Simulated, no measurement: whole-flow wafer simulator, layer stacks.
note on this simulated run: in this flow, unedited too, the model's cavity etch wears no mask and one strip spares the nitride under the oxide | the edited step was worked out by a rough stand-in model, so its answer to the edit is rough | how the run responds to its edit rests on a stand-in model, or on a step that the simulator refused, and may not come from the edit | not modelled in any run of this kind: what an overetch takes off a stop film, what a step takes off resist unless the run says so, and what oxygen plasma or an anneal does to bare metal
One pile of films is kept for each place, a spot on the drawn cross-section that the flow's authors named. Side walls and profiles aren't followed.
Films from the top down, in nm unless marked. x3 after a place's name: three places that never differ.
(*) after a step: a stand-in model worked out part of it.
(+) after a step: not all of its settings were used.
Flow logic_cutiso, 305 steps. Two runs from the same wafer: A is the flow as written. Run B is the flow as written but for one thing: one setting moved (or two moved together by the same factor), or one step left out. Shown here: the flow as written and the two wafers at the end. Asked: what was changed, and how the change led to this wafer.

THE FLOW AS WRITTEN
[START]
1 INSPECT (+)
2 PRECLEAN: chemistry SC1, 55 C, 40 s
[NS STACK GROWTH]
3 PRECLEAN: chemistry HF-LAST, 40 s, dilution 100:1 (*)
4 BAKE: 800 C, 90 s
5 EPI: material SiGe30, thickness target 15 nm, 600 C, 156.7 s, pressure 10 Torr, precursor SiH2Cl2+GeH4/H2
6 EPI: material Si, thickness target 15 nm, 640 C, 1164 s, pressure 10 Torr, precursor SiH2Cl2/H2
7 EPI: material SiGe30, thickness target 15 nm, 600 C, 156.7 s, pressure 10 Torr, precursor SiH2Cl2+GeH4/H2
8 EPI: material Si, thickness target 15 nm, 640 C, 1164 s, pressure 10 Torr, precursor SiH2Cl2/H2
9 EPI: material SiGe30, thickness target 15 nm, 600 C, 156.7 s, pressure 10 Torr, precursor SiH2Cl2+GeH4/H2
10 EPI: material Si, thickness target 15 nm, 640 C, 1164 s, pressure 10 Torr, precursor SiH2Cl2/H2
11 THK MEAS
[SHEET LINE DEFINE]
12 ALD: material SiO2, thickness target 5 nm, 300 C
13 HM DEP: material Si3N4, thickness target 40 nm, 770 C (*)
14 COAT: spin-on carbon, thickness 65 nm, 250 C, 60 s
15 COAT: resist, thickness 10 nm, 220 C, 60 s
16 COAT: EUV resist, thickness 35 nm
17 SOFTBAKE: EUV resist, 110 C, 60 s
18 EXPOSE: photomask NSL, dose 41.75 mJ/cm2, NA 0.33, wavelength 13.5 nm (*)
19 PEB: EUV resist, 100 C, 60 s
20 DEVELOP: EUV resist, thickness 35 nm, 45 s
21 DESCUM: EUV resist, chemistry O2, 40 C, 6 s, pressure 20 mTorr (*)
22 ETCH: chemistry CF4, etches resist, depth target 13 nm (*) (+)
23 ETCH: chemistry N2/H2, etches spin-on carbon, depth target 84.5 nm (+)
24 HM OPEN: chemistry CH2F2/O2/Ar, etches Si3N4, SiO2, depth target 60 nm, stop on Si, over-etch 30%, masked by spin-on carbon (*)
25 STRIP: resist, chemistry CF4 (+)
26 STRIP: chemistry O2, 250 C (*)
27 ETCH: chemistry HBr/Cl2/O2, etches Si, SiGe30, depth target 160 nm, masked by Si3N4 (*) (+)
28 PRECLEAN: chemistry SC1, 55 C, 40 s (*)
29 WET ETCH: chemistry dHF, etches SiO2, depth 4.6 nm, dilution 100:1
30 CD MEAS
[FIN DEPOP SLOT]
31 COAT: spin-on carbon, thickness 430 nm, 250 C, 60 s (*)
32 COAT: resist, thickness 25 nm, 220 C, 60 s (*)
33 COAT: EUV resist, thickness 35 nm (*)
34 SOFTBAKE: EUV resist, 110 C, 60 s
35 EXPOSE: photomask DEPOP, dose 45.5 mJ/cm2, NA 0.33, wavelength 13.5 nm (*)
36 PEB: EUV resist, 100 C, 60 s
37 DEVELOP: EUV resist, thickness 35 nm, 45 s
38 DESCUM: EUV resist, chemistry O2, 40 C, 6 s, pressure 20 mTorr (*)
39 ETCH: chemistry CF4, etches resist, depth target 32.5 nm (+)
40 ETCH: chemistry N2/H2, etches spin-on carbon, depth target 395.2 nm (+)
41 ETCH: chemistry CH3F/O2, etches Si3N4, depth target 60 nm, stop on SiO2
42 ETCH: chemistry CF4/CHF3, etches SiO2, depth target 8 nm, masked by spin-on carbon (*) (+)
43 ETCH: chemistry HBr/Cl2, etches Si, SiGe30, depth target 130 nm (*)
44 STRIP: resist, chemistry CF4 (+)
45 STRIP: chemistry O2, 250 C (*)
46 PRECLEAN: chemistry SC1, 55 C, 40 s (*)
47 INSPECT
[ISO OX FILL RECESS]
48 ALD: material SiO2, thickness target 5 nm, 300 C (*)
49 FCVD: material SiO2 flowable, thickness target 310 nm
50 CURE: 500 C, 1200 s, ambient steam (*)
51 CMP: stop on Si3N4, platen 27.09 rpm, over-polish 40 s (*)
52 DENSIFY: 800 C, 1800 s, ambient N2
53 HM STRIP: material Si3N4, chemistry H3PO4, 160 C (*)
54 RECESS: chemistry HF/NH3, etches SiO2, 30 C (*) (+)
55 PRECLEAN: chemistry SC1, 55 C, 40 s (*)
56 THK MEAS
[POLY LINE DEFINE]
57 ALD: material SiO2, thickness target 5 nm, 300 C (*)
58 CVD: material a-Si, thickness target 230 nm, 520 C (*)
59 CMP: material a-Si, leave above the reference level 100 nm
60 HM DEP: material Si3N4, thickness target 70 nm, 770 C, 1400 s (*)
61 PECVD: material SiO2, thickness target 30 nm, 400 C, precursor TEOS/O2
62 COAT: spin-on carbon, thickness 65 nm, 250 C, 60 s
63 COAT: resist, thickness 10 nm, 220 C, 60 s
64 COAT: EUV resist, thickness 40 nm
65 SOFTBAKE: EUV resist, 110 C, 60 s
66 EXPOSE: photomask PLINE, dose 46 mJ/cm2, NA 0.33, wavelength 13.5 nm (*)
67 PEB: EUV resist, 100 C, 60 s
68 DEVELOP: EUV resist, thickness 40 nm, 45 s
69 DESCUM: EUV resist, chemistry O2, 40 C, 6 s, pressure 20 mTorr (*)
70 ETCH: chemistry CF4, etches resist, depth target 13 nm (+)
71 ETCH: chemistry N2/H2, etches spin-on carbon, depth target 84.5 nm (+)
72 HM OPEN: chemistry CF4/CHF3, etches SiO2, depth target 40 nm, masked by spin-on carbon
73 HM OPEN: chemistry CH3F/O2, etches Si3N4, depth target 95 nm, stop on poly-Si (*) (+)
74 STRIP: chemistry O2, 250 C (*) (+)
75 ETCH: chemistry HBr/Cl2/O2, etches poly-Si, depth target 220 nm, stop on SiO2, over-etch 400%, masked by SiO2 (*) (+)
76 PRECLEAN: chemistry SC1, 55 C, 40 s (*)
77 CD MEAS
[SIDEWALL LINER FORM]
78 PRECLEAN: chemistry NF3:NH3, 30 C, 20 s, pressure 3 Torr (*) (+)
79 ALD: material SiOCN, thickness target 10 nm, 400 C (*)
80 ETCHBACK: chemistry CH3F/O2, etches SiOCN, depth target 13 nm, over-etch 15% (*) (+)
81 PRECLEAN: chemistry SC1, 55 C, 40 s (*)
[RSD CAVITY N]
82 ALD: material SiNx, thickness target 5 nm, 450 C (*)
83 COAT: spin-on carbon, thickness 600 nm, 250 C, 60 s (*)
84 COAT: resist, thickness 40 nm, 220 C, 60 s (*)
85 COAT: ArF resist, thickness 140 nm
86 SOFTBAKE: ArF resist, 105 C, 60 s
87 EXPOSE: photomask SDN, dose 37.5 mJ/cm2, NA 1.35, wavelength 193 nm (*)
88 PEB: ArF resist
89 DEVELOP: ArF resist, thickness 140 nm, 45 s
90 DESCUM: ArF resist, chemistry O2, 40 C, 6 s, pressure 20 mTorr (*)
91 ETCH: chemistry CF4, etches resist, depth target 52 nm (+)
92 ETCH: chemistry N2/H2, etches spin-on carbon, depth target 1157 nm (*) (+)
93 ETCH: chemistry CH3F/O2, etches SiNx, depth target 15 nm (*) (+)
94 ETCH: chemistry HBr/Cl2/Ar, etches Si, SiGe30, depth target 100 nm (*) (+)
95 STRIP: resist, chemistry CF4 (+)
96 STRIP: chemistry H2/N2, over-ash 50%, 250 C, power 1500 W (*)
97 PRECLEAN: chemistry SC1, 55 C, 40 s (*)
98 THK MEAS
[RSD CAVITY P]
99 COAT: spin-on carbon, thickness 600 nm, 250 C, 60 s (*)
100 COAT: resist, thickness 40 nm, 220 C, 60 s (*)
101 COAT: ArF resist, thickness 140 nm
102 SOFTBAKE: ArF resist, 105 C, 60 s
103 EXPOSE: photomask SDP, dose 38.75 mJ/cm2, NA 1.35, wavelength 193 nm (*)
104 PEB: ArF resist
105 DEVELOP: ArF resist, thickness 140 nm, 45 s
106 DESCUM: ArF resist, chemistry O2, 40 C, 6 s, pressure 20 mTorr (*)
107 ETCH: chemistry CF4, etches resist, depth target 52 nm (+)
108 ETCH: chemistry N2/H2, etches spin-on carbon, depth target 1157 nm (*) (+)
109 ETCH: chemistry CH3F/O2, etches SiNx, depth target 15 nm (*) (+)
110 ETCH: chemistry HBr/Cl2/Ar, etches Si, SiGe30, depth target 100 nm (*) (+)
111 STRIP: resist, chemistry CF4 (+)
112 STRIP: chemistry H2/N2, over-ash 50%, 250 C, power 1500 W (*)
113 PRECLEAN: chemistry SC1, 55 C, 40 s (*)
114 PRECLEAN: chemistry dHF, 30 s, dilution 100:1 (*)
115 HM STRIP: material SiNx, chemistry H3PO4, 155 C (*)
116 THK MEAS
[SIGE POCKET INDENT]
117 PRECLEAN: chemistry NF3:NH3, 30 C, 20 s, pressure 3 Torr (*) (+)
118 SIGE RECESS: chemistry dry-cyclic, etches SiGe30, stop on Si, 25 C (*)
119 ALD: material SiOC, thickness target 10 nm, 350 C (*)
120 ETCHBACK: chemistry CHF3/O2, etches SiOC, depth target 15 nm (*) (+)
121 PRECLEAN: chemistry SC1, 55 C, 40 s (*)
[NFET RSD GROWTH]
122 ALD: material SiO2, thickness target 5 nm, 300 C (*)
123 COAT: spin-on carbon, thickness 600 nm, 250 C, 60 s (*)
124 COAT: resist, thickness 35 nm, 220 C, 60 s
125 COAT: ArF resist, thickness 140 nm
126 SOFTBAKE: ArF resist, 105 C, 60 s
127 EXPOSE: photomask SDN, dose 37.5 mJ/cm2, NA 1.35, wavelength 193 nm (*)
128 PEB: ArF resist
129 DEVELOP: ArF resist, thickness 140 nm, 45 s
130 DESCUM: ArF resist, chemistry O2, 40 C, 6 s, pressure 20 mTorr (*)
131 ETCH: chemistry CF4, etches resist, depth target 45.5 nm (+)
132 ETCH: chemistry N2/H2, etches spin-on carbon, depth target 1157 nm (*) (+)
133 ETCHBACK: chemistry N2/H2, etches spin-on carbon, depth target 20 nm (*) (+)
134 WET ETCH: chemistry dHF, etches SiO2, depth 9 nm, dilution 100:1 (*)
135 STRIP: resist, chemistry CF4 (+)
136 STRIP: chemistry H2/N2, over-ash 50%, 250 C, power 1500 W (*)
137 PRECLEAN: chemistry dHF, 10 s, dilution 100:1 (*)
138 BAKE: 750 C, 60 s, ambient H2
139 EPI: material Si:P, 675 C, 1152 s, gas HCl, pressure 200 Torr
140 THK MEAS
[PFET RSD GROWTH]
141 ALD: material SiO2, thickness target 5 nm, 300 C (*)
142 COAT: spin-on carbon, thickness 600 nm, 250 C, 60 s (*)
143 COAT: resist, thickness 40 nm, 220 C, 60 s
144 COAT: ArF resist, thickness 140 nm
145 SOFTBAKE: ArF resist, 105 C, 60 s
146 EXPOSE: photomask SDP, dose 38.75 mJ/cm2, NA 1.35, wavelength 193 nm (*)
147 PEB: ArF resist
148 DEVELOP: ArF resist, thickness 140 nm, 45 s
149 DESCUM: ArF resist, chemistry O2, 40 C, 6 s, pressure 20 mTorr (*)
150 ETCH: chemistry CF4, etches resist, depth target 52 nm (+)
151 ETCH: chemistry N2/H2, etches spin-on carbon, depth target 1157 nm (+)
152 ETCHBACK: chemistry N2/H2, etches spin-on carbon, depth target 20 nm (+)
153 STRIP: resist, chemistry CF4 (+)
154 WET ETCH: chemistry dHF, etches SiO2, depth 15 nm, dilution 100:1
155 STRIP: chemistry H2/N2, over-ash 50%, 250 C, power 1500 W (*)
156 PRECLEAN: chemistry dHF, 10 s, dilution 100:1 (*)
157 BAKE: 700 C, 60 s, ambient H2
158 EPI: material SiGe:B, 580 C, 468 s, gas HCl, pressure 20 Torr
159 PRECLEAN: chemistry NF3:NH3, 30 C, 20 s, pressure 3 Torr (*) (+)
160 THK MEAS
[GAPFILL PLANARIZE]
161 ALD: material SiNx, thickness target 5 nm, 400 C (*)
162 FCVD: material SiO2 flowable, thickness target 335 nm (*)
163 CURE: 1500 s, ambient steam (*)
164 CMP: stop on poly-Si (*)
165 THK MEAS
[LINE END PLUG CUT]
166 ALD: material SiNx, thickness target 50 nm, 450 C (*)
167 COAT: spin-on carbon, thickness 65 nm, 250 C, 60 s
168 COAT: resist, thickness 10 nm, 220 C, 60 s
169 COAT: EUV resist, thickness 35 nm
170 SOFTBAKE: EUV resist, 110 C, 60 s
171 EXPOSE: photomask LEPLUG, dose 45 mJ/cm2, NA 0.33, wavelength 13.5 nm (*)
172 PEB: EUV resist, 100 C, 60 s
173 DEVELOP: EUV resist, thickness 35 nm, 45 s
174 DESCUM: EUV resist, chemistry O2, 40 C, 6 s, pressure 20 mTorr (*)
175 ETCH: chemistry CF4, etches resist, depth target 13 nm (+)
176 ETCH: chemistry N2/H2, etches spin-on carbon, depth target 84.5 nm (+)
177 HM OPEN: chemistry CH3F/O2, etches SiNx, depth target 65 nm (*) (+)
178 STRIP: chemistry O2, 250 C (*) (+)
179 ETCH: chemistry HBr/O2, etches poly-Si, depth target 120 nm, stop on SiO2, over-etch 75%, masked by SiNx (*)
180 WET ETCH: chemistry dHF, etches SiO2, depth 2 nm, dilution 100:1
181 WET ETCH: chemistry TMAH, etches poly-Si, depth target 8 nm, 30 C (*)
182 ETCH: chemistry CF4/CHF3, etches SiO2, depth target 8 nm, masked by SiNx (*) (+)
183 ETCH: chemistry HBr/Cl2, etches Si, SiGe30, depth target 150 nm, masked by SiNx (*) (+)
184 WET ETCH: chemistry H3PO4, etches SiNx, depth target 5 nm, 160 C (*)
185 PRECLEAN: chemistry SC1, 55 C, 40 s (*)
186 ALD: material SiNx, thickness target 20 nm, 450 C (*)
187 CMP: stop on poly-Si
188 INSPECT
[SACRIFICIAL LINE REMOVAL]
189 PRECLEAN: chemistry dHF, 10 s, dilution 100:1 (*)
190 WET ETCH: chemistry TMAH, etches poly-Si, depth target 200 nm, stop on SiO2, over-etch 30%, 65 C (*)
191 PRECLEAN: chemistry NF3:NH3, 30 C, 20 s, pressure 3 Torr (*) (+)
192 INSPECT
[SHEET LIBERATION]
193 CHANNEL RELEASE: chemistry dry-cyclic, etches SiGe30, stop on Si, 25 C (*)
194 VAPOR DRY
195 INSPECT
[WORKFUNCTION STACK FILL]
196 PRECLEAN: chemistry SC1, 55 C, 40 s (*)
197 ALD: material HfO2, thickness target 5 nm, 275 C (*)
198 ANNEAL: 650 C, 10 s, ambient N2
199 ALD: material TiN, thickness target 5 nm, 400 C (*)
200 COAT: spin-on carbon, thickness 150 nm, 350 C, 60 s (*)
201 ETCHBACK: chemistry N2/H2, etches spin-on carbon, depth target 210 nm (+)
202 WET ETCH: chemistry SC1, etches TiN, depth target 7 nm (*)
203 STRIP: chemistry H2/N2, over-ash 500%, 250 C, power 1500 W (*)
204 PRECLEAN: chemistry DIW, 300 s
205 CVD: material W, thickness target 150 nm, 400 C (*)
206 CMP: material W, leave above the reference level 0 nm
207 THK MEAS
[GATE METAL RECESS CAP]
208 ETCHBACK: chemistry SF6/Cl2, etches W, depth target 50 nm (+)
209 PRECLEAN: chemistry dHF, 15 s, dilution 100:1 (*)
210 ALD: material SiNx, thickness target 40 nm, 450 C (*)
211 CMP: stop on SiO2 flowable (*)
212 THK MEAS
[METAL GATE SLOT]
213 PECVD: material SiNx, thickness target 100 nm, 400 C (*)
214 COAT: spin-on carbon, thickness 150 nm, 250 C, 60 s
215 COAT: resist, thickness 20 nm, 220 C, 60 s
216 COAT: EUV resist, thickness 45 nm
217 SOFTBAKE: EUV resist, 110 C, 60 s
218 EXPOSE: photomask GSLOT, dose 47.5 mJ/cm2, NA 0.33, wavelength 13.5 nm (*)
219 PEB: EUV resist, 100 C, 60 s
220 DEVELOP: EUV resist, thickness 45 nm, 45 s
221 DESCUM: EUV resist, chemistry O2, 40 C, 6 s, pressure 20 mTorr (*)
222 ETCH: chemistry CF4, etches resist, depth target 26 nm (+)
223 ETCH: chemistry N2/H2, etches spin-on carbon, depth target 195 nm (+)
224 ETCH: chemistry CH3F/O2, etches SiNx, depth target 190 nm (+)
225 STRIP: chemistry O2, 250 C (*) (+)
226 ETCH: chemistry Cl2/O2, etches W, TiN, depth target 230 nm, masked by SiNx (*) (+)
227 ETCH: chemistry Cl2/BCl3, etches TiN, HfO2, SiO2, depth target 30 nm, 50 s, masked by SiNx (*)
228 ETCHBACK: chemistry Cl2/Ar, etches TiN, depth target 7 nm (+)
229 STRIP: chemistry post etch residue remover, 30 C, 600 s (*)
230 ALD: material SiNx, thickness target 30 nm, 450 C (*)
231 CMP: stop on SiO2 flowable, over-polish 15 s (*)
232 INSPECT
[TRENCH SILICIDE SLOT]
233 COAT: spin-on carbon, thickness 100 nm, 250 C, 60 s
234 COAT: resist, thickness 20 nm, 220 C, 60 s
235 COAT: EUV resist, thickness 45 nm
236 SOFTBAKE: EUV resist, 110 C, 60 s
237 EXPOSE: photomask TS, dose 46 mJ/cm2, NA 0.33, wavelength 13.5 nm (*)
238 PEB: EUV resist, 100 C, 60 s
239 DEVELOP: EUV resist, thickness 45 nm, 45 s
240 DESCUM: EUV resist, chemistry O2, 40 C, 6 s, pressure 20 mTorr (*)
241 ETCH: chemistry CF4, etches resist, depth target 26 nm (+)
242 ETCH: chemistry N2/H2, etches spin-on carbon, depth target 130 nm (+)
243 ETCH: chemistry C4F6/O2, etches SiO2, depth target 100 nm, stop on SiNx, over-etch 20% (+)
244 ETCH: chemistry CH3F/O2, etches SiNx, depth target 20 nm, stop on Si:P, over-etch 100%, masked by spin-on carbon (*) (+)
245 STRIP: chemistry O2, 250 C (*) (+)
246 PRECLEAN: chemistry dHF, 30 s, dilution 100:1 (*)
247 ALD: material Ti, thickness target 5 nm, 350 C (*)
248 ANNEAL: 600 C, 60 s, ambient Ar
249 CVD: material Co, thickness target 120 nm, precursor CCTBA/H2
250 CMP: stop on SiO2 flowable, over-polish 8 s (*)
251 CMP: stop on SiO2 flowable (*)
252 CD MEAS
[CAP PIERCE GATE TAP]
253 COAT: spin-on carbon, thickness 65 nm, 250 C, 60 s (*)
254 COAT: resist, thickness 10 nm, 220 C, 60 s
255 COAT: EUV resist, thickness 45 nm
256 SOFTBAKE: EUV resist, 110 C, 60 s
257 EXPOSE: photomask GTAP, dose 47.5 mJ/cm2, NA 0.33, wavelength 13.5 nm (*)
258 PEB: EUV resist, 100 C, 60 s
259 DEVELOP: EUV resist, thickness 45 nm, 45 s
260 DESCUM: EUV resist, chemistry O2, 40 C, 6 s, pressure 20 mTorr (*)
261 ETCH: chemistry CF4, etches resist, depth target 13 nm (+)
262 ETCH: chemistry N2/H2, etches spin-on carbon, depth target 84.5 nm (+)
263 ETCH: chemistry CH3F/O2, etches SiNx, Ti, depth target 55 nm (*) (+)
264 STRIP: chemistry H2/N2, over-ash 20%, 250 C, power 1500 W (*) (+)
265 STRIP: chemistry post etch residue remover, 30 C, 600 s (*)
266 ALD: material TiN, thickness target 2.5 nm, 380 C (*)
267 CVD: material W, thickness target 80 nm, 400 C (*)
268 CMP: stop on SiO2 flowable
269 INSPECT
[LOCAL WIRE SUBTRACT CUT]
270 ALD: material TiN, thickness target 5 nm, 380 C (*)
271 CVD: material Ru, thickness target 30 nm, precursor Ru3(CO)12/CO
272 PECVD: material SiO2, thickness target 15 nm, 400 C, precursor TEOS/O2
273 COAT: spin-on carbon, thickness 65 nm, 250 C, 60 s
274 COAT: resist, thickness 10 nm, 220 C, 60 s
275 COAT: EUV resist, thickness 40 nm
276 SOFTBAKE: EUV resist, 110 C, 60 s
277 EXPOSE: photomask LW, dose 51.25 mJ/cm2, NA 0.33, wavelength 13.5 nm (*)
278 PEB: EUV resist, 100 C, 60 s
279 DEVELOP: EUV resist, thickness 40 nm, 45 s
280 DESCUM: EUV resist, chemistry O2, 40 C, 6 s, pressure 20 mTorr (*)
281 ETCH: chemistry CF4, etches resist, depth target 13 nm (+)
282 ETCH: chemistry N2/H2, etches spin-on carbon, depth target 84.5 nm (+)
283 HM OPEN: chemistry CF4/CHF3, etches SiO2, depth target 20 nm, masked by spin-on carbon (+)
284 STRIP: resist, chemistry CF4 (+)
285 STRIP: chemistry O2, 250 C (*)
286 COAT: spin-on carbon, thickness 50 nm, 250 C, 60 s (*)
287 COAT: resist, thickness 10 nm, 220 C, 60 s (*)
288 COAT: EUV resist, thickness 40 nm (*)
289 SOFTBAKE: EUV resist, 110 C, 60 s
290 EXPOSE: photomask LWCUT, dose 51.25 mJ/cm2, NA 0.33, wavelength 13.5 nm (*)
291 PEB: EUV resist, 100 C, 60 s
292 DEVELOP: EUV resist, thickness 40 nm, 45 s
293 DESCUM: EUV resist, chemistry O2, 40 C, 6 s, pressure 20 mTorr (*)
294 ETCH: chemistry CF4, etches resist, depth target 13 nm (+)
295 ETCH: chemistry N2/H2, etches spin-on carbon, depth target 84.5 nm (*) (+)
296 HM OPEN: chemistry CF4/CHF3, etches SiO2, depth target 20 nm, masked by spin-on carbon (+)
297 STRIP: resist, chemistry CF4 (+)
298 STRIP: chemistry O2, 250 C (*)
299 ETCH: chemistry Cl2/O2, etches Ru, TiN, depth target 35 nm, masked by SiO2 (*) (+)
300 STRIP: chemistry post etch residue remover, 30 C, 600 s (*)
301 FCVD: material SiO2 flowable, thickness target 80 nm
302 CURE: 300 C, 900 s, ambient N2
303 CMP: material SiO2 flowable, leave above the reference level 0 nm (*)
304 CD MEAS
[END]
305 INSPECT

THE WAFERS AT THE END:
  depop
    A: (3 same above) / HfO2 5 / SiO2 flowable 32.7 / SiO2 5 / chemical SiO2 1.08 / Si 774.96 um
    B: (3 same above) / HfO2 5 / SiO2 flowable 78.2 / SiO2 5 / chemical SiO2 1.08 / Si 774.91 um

The cause: step 43, ETCH: depth target 175.5 nm was run, where the flow has depth target 130 nm.

How the change led to this, step by step:
  43 ETCH: chemistry HBr/Cl2, etches Si, SiGe30, depth target 130 nm (*)
      dpovl, gl, glp and 16 more: A spin-on carbon -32 | B spin-on carbon -41.1
      depop: A Si -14 (all of it), SiGe30 -15 (all of it), Si -15 (all of it), SiGe30 -15 (all of it), Si -15 (all of it), SiGe30 -15 (all of it), Si -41 | B Si -14 (all of it), SiGe30 -15 (all of it), Si -15 (all of it), SiGe30 -15 (all of it), Si -15 (all of it), SiGe30 -15 (all of it), Si -86.5
      (and at 2 more places)
  45 STRIP: chemistry O2, 250 C (*)
      glp, tap: A spin-on carbon -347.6 (all of it) | B spin-on carbon -338.5 (all of it)
      gxn, gxp: A spin-on carbon -346.5 (all of it) | B spin-on carbon -337.4 (all of it)
      (and at 11 more places)
  49 FCVD: material SiO2 flowable, thickness target 310 nm
      depop: A SiO2 flowable +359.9 (new film) | B SiO2 flowable +401.4 (new film)
  51 CMP: stop on Si3N4, platen 27.09 rpm, over-polish 40 s (*)
      depop: A SiO2 flowable -200.5 | B SiO2 flowable -196.3
      dpovl: A SiO2 flowable -200.4 | B SiO2 flowable -196.2
      (and at 3 more places)
  52 DENSIFY: 800 C, 1800 s, ambient N2
      depop: A SiO2 flowable -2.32 | B SiO2 flowable -3.05
      nsgap: A SiO2 flowable -2.13 | B SiO2 flowable -2.87
